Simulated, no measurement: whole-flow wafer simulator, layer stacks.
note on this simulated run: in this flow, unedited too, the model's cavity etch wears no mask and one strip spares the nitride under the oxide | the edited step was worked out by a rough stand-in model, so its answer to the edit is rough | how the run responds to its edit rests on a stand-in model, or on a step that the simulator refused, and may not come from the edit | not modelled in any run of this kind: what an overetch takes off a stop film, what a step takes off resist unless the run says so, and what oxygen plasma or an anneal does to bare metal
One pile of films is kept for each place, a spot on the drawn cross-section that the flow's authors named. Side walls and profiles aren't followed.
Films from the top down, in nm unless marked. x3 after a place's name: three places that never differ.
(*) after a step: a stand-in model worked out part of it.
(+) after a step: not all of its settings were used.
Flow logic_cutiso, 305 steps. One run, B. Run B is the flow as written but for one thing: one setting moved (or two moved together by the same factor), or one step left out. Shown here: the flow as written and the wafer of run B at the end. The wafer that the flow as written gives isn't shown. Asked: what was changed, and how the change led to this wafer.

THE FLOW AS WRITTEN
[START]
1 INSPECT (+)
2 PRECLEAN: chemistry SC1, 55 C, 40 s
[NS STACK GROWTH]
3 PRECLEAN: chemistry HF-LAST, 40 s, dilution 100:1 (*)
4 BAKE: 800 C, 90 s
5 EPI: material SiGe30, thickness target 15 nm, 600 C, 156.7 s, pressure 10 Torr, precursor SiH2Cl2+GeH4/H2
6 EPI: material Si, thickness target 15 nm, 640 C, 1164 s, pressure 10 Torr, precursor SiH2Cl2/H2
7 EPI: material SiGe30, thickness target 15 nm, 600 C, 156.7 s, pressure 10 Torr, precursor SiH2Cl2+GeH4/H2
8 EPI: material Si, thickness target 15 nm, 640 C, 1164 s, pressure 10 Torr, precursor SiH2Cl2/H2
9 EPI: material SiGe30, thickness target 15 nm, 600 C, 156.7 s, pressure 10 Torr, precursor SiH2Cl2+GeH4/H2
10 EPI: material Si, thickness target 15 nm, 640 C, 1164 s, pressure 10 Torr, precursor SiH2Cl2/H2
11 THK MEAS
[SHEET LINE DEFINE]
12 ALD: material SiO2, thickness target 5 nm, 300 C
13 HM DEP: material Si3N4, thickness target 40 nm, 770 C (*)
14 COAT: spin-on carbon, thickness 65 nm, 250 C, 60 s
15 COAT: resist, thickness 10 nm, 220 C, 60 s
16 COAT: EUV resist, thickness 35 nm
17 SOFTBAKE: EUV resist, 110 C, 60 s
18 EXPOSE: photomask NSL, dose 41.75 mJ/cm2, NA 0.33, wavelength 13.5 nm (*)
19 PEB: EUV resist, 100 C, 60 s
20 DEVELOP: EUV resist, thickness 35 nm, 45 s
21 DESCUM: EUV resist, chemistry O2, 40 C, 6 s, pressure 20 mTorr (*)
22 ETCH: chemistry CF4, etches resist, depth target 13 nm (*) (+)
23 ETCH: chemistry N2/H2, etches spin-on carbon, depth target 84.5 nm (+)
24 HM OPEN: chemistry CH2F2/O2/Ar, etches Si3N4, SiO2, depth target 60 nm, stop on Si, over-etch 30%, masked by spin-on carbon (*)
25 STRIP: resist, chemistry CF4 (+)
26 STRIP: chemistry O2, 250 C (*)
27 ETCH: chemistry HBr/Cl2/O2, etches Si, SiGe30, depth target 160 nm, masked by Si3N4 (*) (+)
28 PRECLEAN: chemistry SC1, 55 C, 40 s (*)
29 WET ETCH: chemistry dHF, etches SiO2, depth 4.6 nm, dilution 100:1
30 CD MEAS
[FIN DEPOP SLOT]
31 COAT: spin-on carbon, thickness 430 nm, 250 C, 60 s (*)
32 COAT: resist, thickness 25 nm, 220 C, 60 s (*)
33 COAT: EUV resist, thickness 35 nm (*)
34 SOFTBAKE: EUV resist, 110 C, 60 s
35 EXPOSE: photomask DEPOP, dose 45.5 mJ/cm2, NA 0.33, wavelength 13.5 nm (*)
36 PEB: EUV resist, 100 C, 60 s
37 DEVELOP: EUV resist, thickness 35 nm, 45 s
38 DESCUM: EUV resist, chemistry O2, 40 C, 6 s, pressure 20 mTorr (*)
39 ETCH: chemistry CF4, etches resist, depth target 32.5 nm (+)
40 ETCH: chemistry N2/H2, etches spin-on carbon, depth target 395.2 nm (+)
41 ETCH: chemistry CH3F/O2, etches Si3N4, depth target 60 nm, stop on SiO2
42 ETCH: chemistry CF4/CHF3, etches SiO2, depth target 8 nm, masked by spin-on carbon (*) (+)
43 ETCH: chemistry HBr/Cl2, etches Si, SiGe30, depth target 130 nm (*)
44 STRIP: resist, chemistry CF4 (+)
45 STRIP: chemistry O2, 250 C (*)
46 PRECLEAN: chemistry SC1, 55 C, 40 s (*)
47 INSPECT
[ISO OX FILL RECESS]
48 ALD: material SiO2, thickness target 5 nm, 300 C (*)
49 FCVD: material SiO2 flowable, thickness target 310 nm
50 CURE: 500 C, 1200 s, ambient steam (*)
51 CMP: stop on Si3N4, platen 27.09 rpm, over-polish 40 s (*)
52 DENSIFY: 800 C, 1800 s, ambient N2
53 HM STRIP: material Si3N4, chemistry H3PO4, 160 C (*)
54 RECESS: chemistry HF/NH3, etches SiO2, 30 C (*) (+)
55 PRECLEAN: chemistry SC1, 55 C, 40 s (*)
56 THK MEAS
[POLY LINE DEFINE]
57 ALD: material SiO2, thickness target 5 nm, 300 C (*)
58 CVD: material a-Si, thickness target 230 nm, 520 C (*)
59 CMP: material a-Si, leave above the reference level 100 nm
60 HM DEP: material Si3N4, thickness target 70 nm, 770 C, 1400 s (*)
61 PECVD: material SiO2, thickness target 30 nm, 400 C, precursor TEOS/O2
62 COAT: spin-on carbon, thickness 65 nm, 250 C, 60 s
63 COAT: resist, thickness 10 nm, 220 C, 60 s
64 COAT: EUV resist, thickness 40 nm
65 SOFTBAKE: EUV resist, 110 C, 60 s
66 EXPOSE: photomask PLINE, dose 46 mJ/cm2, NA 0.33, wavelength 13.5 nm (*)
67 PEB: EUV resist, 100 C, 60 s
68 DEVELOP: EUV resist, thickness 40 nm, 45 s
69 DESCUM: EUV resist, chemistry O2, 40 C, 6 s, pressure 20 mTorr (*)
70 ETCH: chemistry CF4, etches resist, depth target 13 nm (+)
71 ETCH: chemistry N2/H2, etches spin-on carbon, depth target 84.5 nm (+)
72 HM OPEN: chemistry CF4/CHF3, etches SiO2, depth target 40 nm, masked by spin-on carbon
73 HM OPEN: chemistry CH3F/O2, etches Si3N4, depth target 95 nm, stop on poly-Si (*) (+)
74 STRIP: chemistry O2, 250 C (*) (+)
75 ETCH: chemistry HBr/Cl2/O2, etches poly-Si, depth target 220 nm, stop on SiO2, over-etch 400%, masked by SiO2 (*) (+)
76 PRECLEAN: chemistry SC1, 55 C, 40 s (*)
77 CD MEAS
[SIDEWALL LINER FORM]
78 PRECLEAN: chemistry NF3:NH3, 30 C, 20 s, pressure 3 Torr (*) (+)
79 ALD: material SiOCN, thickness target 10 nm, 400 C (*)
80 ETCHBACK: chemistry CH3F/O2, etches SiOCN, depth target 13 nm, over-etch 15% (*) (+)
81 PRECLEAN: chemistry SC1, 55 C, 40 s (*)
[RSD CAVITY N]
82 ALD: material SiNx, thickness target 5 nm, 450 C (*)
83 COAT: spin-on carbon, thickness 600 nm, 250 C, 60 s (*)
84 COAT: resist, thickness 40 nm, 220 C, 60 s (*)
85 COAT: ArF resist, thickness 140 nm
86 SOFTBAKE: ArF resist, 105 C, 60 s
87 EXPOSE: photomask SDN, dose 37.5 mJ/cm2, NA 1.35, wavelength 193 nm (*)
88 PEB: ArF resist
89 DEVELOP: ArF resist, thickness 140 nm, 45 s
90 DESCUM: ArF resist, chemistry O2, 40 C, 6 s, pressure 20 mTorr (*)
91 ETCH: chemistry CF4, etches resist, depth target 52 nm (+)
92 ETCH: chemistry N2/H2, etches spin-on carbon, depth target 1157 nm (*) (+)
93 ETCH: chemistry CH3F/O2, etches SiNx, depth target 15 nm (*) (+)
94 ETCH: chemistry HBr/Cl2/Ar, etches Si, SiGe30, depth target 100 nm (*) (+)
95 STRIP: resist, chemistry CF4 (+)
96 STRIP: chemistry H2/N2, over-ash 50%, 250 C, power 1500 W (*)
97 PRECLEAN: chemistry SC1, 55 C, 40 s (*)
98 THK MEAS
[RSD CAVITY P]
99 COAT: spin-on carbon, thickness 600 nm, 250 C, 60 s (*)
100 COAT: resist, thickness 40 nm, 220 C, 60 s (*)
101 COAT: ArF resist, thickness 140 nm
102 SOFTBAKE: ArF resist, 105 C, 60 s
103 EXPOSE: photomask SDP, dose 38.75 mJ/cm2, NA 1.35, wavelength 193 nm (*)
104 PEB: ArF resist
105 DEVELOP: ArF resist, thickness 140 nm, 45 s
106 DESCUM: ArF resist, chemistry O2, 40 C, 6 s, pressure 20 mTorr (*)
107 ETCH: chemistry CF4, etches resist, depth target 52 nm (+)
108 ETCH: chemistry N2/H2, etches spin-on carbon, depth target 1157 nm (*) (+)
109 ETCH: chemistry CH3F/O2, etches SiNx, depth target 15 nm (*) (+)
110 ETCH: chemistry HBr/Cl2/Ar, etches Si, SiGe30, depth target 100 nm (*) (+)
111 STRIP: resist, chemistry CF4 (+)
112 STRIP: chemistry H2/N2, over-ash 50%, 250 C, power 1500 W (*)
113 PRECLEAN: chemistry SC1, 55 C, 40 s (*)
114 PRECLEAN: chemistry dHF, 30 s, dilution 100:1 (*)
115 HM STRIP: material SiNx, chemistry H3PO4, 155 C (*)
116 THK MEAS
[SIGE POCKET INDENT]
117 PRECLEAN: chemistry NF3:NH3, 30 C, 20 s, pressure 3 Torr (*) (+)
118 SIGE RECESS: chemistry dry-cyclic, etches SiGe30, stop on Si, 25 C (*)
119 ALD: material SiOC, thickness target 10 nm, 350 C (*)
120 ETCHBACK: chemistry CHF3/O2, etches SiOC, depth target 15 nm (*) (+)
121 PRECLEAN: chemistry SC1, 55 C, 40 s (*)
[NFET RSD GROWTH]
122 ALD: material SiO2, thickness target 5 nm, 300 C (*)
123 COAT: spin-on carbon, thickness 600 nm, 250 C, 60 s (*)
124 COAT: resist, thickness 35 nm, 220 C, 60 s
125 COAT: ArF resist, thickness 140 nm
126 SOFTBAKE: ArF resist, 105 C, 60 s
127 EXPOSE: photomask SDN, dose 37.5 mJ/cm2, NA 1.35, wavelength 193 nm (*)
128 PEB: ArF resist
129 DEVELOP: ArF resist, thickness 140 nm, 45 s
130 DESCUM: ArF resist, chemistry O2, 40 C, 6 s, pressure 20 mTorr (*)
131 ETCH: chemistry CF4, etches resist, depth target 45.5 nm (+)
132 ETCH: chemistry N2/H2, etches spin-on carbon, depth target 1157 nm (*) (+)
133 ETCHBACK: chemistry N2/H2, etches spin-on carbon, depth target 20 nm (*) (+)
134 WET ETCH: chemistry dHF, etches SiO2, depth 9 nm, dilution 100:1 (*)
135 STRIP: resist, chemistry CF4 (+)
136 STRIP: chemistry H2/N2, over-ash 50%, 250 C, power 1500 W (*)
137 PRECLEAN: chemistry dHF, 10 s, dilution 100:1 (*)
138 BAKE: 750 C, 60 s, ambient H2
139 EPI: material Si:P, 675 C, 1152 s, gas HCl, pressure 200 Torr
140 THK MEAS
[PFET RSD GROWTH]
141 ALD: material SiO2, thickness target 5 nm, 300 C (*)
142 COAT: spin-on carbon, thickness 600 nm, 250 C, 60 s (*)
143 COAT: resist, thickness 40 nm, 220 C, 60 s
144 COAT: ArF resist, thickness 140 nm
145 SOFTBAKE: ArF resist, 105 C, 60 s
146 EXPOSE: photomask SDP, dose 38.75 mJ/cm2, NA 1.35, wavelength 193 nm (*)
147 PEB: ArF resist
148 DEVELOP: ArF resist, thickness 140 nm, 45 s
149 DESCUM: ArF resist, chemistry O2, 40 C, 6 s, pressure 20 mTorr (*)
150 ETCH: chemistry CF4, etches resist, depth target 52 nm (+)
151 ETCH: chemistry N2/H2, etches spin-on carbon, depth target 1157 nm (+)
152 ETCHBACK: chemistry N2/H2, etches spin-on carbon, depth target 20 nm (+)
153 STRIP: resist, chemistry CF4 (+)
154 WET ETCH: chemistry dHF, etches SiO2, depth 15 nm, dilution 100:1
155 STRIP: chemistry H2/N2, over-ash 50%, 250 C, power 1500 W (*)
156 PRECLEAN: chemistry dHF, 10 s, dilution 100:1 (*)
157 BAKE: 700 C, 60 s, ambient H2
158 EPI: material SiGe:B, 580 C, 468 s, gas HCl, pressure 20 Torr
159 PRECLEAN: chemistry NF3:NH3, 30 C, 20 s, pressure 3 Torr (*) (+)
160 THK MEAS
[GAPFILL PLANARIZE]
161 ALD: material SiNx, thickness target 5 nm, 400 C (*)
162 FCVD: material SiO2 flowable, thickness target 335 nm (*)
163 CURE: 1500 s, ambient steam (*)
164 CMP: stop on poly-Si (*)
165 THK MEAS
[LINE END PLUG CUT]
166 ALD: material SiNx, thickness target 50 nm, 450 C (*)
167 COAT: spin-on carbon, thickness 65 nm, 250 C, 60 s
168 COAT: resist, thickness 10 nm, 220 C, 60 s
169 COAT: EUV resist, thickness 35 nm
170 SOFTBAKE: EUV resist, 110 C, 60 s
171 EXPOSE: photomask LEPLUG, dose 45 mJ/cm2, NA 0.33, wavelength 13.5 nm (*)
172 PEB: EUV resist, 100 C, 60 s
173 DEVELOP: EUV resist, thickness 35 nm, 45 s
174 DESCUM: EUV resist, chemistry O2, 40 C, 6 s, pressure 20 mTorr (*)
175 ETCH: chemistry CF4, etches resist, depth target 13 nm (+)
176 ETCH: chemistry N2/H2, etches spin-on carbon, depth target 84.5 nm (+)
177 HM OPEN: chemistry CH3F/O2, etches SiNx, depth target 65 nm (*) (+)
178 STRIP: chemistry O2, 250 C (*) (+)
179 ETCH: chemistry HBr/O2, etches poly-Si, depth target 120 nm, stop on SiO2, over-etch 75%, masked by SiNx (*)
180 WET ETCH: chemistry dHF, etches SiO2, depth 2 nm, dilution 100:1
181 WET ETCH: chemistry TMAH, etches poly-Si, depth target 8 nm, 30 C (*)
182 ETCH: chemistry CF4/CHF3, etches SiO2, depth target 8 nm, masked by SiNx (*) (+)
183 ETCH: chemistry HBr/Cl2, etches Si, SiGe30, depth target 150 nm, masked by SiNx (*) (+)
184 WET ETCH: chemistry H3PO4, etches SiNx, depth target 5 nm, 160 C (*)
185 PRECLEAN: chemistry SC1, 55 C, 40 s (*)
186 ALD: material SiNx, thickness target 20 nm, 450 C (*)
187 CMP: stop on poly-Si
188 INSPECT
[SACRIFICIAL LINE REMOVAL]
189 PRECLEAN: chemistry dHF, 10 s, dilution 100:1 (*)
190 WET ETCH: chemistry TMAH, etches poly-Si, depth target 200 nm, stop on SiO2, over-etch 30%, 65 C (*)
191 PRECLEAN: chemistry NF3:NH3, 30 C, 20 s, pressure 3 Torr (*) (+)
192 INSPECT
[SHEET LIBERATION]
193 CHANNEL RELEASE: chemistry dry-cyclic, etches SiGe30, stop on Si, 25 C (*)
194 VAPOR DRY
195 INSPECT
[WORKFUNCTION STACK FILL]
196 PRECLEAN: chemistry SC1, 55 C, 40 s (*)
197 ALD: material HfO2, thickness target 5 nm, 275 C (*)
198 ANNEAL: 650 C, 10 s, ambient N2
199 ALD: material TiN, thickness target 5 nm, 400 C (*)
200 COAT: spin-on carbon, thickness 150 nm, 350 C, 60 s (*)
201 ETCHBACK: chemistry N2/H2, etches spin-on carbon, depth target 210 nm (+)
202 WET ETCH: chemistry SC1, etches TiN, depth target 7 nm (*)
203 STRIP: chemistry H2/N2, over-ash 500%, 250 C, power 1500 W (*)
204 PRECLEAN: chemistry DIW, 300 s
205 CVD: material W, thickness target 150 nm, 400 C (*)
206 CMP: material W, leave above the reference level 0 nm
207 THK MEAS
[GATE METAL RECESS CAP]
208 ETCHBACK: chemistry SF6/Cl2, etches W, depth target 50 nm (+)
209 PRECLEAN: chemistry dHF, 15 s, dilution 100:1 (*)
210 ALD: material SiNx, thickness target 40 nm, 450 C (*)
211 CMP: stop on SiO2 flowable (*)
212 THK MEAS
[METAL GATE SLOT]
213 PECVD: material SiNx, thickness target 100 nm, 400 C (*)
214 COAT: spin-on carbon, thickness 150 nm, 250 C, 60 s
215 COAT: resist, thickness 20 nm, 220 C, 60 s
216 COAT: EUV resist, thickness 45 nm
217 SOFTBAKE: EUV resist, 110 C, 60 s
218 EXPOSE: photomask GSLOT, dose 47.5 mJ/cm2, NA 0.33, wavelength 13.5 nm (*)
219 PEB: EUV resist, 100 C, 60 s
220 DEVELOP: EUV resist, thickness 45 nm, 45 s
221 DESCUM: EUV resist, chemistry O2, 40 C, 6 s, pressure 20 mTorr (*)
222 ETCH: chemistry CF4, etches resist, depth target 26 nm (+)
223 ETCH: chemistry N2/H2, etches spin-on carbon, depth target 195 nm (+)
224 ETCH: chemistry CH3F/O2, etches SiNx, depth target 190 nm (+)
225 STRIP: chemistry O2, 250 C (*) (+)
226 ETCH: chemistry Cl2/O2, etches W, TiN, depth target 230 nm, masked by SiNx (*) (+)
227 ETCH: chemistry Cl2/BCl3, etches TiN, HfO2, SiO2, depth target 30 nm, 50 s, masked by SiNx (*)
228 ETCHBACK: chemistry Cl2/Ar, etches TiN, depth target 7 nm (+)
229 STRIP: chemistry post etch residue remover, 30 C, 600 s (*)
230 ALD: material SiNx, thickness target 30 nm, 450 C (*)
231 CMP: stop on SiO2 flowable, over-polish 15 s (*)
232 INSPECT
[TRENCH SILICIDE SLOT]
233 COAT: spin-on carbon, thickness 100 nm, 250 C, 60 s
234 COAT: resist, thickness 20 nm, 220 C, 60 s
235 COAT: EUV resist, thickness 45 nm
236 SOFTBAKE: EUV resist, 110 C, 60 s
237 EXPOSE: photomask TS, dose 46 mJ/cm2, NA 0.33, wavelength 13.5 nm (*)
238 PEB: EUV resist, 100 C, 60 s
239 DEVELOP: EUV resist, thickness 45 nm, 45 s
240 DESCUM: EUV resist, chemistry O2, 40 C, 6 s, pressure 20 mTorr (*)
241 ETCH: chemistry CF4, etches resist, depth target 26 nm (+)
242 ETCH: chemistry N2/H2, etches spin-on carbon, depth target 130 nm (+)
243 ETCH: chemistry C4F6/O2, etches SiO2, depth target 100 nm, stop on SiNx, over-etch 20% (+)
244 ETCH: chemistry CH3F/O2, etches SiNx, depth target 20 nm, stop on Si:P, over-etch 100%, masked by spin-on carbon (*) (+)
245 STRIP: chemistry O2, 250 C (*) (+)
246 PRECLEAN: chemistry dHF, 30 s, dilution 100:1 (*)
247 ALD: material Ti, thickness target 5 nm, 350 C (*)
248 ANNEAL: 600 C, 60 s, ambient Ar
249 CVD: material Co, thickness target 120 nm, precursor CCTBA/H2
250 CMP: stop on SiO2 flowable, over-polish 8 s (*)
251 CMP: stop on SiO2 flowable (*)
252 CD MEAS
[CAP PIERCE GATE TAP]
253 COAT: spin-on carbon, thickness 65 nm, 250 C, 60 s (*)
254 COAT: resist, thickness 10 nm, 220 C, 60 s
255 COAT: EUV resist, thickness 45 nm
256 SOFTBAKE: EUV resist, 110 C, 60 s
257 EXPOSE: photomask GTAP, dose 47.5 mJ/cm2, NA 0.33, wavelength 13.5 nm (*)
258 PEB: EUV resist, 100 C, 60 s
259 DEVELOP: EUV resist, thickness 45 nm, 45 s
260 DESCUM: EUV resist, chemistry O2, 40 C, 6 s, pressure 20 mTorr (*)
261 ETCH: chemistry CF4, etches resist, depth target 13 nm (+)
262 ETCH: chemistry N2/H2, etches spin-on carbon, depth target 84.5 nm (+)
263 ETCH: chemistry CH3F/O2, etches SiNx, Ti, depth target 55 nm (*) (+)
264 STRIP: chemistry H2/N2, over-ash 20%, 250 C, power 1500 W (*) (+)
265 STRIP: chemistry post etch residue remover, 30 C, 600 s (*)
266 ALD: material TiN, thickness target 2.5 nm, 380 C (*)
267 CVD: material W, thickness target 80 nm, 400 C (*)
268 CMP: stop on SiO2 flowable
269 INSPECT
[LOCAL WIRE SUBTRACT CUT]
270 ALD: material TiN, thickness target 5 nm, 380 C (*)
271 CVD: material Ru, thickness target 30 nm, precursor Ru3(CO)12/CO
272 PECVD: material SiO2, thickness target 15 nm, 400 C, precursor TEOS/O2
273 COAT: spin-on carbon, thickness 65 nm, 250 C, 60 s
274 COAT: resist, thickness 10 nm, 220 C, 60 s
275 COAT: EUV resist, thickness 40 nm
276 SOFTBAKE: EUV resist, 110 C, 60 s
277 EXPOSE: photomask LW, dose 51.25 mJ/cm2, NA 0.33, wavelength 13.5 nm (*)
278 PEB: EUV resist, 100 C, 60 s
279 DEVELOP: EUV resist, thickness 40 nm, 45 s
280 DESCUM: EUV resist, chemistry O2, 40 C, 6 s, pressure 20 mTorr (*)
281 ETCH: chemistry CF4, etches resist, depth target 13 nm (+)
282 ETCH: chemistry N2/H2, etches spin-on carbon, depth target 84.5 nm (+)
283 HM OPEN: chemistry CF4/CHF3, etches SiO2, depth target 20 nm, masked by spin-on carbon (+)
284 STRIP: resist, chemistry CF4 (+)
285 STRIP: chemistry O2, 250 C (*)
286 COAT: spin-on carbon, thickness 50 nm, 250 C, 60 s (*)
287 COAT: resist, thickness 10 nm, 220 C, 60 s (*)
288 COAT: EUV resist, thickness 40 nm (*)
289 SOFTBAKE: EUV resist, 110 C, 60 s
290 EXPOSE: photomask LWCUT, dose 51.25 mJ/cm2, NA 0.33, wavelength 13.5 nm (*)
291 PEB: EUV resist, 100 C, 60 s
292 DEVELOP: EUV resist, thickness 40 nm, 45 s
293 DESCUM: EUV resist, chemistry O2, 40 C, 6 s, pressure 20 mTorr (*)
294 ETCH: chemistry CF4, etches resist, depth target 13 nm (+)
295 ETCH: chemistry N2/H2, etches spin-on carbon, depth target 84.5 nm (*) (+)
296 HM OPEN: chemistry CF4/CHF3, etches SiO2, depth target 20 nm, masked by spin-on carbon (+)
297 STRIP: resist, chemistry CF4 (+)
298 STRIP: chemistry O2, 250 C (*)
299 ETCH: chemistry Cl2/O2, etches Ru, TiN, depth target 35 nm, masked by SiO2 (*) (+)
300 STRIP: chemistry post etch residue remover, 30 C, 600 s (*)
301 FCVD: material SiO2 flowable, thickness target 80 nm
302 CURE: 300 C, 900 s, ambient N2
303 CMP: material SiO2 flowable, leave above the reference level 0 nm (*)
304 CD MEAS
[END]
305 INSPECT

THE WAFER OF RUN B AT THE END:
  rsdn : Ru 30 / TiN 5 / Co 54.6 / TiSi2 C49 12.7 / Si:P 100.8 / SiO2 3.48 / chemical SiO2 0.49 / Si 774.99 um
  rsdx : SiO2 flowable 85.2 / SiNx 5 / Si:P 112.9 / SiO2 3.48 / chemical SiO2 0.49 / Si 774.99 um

The cause: step 132, ETCH: depth target 491.7 nm was run, where the flow has depth target 1157 nm.

How the change led to this, step by step:
  132 ETCH: chemistry N2/H2, etches spin-on carbon, depth target 1157 nm (*) (+)
      gl, tap: spin-on carbon -491.7 (as written it would be: spin-on carbon -501.7 (all of it), SiO2 -5 (all of it), Si3N4 -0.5)
      lnr, lnrt: spin-on carbon -491.7 (as written it would be: spin-on carbon -496.5 (all of it), SiO2 -5 (all of it), SiOCN -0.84)
      (and at 18 more places)
  133 ETCHBACK: chemistry N2/H2, etches spin-on carbon, depth target 20 nm (*) (+)
      gl, tap: spin-on carbon -10 (all of it), SiO2 -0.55 (as written it would be: Si3N4 -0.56)
      lnr, lnrt: spin-on carbon -4.81 (all of it), SiO2 -0.84 (as written it would be: SiOCN -0.83)
      (and at 3 more places)
  134 WET ETCH: chemistry dHF, etches SiO2, depth 9 nm, dilution 100:1 (*)
      gl, tap: SiO2 -4.45 (all of it), Si3N4 -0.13 (as written it would be: Si3N4 -0.34)
      lnr, lnrt: SiO2 -4.16 (all of it), SiOCN -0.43 (as written it would be: SiOCN -0.51)
      (and at 3 more places)
  135 STRIP: resist, chemistry CF4 (+)
      depop, dpovl, gfld and 12 more: resist -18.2 (all of it) (as written it would be: resist -7.93 (all of it))
      lnr, lnrt: SiOCN -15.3 (as written it would be: SiOCN -6.67)
      (and at 3 more places)
  136 STRIP: chemistry H2/N2, over-ash 50%, 250 C, power 1500 W (*)
      rsdn, rsdx: spin-on carbon -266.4 (all of it) (as written it would be: nothing)
  137 PRECLEAN: chemistry dHF, 10 s, dilution 100:1 (*)
      rsdn, rsdx: SiO2 -1.52 (as written it would be: nothing)
  139 EPI: material Si:P, 675 C, 1152 s, gas HCl, pressure 200 Torr
      rsdn, rsdx: Si:P +112.9 (new film) (as written it would be: Si:P +116.9 (new film))
  141 ALD: material SiO2, thickness target 5 nm, 300 C (*)
      gxn: SiO2 +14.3 (new film) (as written it would be: SiO2 +10.1 (new film))
  142 COAT: spin-on carbon, thickness 600 nm, 250 C, 60 s (*)
      gxn, lnr, lnrt: spin-on carbon +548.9 (new film) (as written it would be: spin-on carbon +537.9 (new film))
      gl: spin-on carbon +566.6 (new film) (as written it would be: spin-on carbon +547.8 (new film))
      (and at 1 more place)
  155 STRIP: chemistry H2/N2, over-ash 50%, 250 C, power 1500 W (*)
      gxn, lnr, lnrt: spin-on carbon -548.9 (all of it) (as written it would be: spin-on carbon -537.9 (all of it))
      gl: spin-on carbon -566.6 (all of it) (as written it would be: spin-on carbon -547.8 (all of it))
      (and at 1 more place)
  162 FCVD: material SiO2 flowable, thickness target 335 nm (*)
      lnr, lnrt: SiO2 flowable +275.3 (new film) (as written it would be: SiO2 flowable +268.4 (new film))
      gl: SiO2 flowable +292.9 (new film) (as written it would be: SiO2 flowable +278.2 (new film))
      (and at 2 more places)
  164 CMP: stop on poly-Si (*)
      lnr, lnrt: SiO2 flowable -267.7 (all of it), SiNx -5 (all of it), SiOCN -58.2 (as written it would be: SiO2 flowable -260.9 (all of it), SiNx -5 (all of it), SiOCN -65.1)
      gl: SiO2 flowable -285.3 (all of it), SiNx -5 (all of it), Si3N4 -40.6 (all of it) (as written it would be: SiO2 flowable -270.7 (all of it), SiNx -5 (all of it), Si3N4 -55.3 (all of it))
      (and at 2 more places)
